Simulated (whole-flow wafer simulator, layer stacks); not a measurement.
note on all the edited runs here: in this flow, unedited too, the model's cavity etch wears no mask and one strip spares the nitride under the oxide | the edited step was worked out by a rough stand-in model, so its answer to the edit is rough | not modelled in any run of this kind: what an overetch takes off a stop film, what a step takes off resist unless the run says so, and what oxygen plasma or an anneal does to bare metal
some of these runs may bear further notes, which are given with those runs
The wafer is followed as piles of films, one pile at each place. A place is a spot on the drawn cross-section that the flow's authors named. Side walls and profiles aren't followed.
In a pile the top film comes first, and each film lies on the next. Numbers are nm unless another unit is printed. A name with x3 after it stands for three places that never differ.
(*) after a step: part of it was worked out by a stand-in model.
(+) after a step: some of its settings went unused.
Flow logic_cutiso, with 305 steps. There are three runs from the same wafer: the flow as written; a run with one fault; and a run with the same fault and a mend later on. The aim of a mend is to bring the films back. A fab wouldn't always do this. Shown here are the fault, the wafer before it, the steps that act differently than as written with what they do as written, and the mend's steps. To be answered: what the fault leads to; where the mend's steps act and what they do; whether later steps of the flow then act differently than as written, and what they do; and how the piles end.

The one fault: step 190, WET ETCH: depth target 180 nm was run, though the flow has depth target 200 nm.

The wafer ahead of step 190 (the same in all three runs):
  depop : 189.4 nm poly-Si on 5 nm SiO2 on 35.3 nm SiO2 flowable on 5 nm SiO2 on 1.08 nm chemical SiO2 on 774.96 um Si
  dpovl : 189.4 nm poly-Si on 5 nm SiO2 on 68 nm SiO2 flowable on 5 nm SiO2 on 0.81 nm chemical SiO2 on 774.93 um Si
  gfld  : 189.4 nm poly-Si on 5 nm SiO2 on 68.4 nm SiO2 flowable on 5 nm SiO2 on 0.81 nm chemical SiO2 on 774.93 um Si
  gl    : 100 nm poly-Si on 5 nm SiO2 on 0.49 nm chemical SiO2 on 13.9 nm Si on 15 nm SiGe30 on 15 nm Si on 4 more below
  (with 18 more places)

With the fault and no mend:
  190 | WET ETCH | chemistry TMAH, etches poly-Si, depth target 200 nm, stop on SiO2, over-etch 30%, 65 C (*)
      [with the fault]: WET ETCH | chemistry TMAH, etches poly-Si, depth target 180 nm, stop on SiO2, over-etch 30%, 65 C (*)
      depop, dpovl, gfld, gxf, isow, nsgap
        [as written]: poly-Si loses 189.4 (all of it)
        [with the fault]: poly-Si loses 180
  Steps later in the flow that act otherwise than as written (2 more steps, not shown, differ only slightly: by at most 2% or 0.5 nm, whichever is larger):
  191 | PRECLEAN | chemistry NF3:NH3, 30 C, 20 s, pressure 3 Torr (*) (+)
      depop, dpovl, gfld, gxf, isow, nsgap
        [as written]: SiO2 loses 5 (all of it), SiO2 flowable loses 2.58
        [with the fault]: nothing
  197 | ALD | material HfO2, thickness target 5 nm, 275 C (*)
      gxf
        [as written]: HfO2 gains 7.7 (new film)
        [with the fault]: HfO2 gains 5 (new film)
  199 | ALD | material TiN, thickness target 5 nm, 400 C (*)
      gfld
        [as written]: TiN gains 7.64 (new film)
        [with the fault]: TiN gains 5 (new film)
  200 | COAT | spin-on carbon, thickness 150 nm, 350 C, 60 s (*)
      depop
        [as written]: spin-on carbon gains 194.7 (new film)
        [with the fault]: spin-on carbon gains 186.4 (new film)
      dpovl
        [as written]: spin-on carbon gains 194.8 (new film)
        [with the fault]: spin-on carbon gains 186.4 (new film)
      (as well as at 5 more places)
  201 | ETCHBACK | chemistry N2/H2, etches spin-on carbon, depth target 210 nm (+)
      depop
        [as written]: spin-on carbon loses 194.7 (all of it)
        [with the fault]: spin-on carbon loses 186.4 (all of it)
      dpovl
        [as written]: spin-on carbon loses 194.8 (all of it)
        [with the fault]: spin-on carbon loses 186.4 (all of it)
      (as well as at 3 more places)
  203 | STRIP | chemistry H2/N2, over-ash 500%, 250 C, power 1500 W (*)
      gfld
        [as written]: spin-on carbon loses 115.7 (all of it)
        [with the fault]: spin-on carbon loses 101.5 (all of it)
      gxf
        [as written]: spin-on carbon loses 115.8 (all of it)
        [with the fault]: spin-on carbon loses 101.6 (all of it)
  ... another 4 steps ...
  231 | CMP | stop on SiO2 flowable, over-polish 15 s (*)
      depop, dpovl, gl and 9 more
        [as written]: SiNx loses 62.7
        [with the fault]: SiNx loses 67
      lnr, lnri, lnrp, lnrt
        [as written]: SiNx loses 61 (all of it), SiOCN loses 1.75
        [with the fault]: SiNx loses 65.3 (all of it), SiOCN loses 1.75
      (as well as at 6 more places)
  The piles end different from the flow's at depop, dpovl, gfld, gxf, isow, nsgap by more than 2% or 0.5 nm, whichever is larger.
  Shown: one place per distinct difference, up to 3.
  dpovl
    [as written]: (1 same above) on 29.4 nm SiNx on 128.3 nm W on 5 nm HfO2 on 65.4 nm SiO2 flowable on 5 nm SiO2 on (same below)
    [with the fault]: (1 same above) on 29.4 nm SiNx on 111 nm W on 5 nm HfO2 on 0.49 nm chemical SiO2 on 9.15 nm poly-Si on 5 nm SiO2 on 68 nm SiO2 flowable on 5 nm SiO2 on (same below)
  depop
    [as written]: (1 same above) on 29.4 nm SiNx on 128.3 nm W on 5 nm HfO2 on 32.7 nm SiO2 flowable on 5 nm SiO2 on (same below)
    [with the fault]: (1 same above) on 29.4 nm SiNx on 111 nm W on 5 nm HfO2 on 0.49 nm chemical SiO2 on 9.15 nm poly-Si on 5 nm SiO2 on 35.3 nm SiO2 flowable on 5 nm SiO2 on (same below)
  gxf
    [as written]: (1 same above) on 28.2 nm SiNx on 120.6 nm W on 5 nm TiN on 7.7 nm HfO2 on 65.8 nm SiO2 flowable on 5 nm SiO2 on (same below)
    [with the fault]: (1 same above) on 28.2 nm SiNx on 106 nm W on 5 nm TiN on 5 nm HfO2 on 0.49 nm chemical SiO2 on 9.15 nm poly-Si on 5 nm SiO2 on 68.4 nm SiO2 flowable on 5 nm SiO2 on (same below)

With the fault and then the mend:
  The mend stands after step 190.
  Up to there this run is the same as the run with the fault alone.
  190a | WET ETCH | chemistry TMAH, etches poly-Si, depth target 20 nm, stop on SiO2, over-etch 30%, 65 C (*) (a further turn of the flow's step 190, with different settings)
      depop, dpovl, gfld, gxf, isow, nsgap
        poly-Si loses 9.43 (all of it)
  Later steps of the flow that are run all act as written at every place that is followed.
  By the end, the piles equal the flow's at every place that both follow.
